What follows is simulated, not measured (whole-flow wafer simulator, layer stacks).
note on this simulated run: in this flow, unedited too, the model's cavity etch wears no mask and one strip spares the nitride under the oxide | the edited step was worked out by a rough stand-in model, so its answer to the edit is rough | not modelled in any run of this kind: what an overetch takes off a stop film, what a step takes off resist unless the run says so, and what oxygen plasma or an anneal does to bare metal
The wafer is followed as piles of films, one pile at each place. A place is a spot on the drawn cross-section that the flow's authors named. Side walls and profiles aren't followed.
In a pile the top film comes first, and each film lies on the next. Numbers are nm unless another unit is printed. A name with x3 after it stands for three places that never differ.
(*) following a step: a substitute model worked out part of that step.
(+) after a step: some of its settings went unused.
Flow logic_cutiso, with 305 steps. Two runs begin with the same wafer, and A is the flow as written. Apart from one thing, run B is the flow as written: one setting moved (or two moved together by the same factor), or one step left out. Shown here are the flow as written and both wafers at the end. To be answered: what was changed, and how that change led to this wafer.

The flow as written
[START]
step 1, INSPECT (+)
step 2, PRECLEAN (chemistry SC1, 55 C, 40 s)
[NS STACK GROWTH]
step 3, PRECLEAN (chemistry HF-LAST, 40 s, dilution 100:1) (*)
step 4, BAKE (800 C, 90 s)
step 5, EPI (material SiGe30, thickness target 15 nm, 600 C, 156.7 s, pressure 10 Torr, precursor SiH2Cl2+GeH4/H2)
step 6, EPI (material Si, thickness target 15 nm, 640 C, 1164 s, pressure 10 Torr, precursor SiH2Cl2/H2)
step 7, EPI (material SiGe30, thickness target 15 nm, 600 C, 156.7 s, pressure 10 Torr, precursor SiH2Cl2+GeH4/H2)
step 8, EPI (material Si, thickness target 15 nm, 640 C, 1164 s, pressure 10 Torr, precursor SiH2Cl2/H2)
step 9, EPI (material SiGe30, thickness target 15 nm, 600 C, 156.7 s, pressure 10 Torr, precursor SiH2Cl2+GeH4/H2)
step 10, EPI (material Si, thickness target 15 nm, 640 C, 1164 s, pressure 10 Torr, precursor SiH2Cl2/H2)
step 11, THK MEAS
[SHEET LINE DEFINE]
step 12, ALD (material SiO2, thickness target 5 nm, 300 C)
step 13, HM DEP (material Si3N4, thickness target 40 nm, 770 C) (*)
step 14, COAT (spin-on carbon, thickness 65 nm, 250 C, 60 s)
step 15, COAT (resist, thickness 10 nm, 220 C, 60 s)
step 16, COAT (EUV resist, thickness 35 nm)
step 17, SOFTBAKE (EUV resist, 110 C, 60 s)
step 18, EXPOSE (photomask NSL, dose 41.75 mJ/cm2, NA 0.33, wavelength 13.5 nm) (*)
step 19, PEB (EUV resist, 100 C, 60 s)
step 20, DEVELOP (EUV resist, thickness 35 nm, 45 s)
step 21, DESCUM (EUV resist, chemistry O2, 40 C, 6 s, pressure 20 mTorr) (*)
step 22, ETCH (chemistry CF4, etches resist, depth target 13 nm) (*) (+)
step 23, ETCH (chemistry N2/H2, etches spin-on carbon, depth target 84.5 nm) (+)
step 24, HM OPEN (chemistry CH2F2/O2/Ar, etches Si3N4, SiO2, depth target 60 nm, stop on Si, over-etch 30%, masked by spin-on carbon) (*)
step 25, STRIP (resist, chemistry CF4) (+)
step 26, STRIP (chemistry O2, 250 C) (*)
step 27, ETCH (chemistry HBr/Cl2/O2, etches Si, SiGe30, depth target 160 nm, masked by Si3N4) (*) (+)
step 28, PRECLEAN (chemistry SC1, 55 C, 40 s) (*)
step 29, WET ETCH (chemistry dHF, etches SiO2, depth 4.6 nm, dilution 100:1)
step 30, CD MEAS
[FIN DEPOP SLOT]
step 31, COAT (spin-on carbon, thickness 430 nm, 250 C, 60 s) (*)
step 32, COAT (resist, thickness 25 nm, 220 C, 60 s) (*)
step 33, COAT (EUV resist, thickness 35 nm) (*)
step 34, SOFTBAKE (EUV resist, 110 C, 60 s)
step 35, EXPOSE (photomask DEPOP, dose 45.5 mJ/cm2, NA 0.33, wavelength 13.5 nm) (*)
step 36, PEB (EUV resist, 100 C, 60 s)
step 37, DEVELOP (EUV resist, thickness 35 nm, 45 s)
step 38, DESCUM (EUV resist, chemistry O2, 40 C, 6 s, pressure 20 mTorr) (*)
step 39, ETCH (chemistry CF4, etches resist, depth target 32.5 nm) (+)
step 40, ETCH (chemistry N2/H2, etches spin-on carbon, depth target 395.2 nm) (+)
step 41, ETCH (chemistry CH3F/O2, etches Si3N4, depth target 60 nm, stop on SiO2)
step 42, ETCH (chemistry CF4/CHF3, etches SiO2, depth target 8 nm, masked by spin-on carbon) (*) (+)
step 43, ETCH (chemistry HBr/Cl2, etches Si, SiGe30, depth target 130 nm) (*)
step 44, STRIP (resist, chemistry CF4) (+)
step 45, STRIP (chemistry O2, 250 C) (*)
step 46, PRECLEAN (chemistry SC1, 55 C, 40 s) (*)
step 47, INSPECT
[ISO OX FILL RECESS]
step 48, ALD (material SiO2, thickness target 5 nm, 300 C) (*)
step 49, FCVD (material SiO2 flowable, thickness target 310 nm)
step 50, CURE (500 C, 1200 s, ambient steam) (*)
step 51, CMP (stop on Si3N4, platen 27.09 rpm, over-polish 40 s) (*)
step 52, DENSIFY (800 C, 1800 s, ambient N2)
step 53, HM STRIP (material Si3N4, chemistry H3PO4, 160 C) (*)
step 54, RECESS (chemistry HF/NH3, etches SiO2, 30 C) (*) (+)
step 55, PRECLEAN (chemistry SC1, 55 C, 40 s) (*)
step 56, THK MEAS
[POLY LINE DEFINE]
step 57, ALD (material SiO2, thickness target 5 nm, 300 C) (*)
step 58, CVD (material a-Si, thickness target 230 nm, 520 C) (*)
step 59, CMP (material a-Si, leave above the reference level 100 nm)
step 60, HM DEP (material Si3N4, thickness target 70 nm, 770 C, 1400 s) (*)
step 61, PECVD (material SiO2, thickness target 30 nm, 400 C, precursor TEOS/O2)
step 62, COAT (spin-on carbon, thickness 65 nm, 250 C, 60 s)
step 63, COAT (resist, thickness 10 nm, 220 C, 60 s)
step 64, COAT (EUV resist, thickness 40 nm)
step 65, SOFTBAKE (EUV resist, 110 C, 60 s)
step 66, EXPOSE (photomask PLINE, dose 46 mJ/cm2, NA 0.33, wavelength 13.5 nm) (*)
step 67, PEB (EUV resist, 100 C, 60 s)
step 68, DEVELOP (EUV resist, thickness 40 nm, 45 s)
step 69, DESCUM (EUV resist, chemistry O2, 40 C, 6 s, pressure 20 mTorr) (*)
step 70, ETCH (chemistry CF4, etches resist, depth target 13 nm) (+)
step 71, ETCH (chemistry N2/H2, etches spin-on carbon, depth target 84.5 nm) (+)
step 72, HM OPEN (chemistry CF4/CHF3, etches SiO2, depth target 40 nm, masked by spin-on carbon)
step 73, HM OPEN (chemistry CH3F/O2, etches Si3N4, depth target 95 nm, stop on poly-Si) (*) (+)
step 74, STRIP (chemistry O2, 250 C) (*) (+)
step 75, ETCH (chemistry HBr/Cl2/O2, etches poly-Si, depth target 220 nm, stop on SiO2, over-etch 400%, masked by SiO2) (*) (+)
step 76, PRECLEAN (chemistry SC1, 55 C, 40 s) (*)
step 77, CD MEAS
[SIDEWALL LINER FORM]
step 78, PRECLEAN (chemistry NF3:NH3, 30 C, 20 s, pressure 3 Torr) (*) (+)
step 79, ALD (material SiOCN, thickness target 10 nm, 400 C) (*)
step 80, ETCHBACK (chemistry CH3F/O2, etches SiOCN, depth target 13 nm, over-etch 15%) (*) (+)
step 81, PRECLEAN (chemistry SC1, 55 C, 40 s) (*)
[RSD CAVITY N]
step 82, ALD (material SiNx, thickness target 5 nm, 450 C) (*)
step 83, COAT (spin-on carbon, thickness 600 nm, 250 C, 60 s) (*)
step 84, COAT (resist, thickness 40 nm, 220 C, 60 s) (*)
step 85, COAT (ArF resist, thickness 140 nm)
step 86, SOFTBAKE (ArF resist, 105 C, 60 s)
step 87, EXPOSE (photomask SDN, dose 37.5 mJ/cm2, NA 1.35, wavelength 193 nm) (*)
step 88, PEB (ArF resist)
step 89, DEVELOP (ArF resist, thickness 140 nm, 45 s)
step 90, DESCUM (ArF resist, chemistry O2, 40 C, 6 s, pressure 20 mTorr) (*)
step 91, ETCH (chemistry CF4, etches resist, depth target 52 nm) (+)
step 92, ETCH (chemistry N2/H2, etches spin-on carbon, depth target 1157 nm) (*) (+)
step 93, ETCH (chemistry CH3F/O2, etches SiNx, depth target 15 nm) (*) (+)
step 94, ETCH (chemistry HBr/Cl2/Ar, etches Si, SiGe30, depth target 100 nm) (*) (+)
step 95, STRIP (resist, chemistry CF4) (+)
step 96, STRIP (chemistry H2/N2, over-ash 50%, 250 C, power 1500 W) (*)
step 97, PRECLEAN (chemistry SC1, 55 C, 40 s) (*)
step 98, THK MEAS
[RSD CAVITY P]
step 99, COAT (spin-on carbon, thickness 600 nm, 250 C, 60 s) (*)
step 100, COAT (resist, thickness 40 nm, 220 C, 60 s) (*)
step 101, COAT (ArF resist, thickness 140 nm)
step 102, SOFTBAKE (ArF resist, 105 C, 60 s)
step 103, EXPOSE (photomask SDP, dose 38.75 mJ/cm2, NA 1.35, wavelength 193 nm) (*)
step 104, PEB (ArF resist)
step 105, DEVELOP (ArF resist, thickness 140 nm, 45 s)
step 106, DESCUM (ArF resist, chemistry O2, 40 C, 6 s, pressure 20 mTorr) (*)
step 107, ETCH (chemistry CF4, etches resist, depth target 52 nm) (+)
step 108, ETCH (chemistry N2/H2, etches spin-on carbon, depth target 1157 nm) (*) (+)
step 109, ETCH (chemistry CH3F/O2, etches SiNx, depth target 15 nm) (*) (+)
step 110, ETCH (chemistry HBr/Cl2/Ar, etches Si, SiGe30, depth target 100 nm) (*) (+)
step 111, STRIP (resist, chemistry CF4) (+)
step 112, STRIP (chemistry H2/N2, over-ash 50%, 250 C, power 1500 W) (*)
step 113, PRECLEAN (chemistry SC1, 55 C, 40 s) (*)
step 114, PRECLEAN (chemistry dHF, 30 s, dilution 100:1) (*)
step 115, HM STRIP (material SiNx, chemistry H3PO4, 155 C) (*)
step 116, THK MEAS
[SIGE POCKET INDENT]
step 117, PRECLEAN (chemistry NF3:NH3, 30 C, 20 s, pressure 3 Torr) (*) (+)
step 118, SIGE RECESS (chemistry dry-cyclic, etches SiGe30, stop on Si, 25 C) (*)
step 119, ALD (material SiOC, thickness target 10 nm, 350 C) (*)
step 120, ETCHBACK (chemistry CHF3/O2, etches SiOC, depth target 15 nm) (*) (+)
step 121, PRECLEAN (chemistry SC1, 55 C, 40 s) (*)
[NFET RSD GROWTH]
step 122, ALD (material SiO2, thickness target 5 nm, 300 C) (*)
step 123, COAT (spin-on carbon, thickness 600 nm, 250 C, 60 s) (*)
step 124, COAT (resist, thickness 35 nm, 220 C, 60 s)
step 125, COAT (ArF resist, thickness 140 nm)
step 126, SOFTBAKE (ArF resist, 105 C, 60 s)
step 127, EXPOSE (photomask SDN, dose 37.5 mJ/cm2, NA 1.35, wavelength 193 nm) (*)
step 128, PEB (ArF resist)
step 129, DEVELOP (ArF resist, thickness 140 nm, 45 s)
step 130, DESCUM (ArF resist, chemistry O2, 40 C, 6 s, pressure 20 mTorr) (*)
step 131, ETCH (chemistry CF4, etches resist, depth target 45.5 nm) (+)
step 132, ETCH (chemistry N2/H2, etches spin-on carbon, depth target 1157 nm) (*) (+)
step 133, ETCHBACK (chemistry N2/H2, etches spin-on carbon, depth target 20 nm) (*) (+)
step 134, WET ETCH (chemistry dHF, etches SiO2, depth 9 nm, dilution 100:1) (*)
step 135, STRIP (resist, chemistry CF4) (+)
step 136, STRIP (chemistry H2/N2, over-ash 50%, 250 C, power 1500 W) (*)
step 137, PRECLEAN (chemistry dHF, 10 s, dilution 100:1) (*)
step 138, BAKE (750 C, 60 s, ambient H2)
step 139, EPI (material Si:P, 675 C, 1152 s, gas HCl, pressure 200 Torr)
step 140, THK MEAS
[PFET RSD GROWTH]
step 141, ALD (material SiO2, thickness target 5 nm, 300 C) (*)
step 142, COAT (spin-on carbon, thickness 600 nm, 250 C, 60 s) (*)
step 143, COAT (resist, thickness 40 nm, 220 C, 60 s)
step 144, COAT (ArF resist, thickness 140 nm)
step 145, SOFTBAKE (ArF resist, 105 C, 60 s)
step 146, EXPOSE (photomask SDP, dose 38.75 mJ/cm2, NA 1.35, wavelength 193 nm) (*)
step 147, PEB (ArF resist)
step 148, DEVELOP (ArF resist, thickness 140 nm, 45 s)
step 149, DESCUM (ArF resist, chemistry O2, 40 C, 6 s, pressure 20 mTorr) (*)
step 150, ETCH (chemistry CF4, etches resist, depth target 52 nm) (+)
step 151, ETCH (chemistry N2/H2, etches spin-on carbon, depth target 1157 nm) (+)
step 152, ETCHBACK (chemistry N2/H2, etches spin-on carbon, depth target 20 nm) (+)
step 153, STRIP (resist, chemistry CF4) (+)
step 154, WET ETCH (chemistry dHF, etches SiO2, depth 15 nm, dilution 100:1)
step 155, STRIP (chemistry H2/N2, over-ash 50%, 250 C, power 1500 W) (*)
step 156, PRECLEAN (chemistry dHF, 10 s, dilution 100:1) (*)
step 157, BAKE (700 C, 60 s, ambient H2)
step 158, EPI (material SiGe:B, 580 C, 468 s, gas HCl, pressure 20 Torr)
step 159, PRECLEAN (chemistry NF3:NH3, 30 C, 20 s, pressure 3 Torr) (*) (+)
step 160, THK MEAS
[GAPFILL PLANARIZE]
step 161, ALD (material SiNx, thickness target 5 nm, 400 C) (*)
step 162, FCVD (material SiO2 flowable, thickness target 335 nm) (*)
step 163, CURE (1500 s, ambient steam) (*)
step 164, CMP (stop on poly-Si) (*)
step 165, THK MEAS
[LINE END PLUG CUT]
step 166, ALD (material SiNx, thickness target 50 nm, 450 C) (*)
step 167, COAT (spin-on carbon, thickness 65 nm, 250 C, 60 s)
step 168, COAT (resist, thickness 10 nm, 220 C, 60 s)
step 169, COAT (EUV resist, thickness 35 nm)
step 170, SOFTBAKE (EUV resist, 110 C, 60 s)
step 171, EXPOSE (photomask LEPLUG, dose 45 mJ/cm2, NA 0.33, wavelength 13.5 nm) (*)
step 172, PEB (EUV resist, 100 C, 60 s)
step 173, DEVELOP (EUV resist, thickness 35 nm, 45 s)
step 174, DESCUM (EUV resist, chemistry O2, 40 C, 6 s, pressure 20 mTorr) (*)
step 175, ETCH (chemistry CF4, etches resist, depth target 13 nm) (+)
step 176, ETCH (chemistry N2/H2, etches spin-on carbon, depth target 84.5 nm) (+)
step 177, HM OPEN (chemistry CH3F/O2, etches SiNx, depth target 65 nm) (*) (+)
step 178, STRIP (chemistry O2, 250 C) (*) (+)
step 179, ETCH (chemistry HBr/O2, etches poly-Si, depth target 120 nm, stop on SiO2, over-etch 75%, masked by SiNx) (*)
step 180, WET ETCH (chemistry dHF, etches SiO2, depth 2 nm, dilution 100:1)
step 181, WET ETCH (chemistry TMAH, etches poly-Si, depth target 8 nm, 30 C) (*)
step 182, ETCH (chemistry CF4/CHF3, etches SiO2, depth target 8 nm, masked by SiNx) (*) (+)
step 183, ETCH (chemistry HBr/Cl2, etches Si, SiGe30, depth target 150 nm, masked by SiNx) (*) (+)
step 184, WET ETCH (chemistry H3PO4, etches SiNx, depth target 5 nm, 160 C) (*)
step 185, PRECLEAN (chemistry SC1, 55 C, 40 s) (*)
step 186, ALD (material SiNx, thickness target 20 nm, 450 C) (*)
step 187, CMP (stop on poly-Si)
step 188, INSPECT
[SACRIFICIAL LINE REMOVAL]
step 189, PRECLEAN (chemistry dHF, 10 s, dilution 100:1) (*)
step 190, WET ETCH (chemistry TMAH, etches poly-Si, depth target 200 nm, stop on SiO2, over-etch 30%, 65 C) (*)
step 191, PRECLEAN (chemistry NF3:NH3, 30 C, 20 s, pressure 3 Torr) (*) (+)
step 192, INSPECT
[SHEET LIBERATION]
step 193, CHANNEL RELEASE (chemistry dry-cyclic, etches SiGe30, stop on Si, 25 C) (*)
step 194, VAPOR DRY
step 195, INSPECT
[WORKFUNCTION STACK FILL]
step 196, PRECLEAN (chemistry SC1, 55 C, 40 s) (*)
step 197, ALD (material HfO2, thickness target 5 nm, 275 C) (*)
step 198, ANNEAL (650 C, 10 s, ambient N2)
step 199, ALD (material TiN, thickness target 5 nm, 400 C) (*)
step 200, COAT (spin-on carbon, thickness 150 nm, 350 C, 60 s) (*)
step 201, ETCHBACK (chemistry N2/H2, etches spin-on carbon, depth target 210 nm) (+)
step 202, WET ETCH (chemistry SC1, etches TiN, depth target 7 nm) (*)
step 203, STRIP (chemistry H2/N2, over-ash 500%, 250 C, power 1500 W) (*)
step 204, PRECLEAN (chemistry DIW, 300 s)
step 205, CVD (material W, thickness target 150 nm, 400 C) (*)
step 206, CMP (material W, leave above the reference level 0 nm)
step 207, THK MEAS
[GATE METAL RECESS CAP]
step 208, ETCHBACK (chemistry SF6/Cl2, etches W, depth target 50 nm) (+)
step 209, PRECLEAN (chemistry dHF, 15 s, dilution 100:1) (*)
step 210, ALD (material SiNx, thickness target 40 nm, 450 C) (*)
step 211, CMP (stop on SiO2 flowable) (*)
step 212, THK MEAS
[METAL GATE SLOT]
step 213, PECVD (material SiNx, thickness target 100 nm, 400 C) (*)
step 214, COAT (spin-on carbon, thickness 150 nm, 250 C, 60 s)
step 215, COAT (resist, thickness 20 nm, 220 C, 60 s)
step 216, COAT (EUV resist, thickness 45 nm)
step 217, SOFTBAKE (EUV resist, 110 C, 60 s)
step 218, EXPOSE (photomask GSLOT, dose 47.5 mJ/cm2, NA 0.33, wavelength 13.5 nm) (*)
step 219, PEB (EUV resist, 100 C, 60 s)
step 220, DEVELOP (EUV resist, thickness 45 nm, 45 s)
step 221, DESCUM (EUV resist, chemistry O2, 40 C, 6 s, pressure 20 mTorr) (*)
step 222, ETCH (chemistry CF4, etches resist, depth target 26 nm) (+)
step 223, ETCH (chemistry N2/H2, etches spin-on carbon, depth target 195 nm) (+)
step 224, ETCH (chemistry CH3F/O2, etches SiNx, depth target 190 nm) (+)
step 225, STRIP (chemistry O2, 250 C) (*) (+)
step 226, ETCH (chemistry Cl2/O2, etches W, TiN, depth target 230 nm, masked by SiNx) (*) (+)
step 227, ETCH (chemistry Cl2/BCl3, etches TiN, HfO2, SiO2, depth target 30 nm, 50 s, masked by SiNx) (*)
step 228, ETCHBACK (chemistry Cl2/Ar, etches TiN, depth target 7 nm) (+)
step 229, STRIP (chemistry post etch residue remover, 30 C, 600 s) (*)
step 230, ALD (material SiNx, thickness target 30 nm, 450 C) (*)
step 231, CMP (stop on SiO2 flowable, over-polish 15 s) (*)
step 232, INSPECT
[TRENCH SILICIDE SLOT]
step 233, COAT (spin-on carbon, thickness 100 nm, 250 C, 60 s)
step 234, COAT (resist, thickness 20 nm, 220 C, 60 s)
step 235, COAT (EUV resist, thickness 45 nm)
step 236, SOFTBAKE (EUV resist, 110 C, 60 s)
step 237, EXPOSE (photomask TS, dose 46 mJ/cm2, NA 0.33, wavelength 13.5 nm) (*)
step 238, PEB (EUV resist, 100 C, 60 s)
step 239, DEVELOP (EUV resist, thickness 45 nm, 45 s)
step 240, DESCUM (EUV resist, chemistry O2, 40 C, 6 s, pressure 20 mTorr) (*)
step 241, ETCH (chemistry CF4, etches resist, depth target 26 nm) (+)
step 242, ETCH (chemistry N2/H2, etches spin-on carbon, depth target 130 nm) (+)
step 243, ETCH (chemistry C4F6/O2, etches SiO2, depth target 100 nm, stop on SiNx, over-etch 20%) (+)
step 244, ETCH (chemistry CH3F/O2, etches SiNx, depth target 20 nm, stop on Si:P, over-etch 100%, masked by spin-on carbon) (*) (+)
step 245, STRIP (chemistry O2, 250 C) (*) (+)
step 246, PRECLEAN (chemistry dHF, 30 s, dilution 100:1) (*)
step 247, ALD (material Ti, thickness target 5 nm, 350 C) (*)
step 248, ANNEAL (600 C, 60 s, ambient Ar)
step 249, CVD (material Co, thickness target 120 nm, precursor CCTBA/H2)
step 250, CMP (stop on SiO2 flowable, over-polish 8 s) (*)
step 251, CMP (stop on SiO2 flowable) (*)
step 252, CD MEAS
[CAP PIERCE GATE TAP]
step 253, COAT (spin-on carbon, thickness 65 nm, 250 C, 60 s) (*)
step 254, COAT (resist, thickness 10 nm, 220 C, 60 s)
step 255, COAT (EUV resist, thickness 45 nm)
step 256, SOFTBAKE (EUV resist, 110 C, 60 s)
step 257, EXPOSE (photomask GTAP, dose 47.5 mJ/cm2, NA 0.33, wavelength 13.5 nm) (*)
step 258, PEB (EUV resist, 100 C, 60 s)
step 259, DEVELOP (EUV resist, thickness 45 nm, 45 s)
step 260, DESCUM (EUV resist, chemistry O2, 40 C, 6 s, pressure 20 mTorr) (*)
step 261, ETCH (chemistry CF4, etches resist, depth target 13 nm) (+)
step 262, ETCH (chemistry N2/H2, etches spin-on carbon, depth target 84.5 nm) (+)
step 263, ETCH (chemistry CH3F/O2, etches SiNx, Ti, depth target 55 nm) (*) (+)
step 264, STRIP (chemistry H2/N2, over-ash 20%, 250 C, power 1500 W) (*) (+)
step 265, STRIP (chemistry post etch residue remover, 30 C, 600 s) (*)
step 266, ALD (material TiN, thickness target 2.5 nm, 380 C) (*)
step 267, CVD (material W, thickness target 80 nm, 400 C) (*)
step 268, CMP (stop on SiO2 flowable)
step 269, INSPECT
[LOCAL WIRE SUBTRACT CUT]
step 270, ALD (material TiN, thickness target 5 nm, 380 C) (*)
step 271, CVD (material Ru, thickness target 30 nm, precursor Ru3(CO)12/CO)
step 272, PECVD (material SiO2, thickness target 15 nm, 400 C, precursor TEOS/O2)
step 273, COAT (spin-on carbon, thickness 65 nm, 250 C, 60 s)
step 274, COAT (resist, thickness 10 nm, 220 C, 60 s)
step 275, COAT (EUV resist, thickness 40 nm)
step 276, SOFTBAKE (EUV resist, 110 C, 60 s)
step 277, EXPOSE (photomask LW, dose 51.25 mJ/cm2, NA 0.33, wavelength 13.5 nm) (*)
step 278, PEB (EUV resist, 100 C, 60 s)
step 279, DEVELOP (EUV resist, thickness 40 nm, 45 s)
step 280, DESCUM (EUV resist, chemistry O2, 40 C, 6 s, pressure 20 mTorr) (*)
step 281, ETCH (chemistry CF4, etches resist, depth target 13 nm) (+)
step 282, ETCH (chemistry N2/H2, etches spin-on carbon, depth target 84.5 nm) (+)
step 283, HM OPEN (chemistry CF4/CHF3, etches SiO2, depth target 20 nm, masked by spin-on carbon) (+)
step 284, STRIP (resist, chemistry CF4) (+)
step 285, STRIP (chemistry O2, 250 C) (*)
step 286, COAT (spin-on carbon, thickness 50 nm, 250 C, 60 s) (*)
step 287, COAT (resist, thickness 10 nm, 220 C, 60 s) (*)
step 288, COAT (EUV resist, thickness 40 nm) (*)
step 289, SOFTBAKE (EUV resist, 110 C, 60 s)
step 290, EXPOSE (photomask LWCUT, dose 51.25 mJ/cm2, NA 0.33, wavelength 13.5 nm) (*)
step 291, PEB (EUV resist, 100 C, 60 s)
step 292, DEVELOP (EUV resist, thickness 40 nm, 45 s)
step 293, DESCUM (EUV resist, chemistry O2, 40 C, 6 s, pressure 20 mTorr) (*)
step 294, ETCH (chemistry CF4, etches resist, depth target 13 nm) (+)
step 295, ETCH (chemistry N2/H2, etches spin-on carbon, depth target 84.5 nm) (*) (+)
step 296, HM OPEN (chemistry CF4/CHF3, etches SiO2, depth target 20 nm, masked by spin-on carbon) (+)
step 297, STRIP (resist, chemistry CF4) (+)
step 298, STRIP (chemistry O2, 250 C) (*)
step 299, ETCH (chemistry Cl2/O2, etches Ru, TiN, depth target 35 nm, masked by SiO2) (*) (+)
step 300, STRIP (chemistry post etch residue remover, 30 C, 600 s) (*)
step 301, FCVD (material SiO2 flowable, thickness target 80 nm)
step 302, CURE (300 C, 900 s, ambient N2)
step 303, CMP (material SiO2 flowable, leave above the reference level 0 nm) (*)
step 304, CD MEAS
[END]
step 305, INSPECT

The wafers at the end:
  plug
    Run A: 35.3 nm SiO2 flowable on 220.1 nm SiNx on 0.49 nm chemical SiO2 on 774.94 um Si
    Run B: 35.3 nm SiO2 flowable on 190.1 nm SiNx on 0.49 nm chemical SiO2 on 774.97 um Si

The reason: step 183, ETCH: depth target 120 nm was run, though the flow has depth target 150 nm.

How this came from the change, step by step:
  step 183, ETCH (chemistry HBr/Cl2, etches Si, SiGe30, depth target 150 nm, masked by SiNx) (*) (+)
      depop, dpovl, gfld and 18 more: A -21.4 SiNx | B -17.1 SiNx
      plug: A -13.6 Si (all of it), -15 SiGe30 (all of it), -15 Si (all of it), -15 SiGe30 (all of it), -15 Si (all of it), -15 SiGe30 (all of it), -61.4 Si | B -13.6 Si (all of it), -15 SiGe30 (all of it), -15 Si (all of it), -15 SiGe30 (all of it), -15 Si (all of it), -15 SiGe30 (all of it), -31.4 Si
  step 186, ALD (material SiNx, thickness target 20 nm, 450 C) (*)
      plug: A +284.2 SiNx (new film) | B +258.5 SiNx (new film)
  step 187, CMP (stop on poly-Si)
      depop, dpovl, gfld and 18 more: A -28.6 SiNx (all of it) | B -32.9 SiNx (all of it)
      plug: A -28.6 SiNx | B -32.9 SiNx
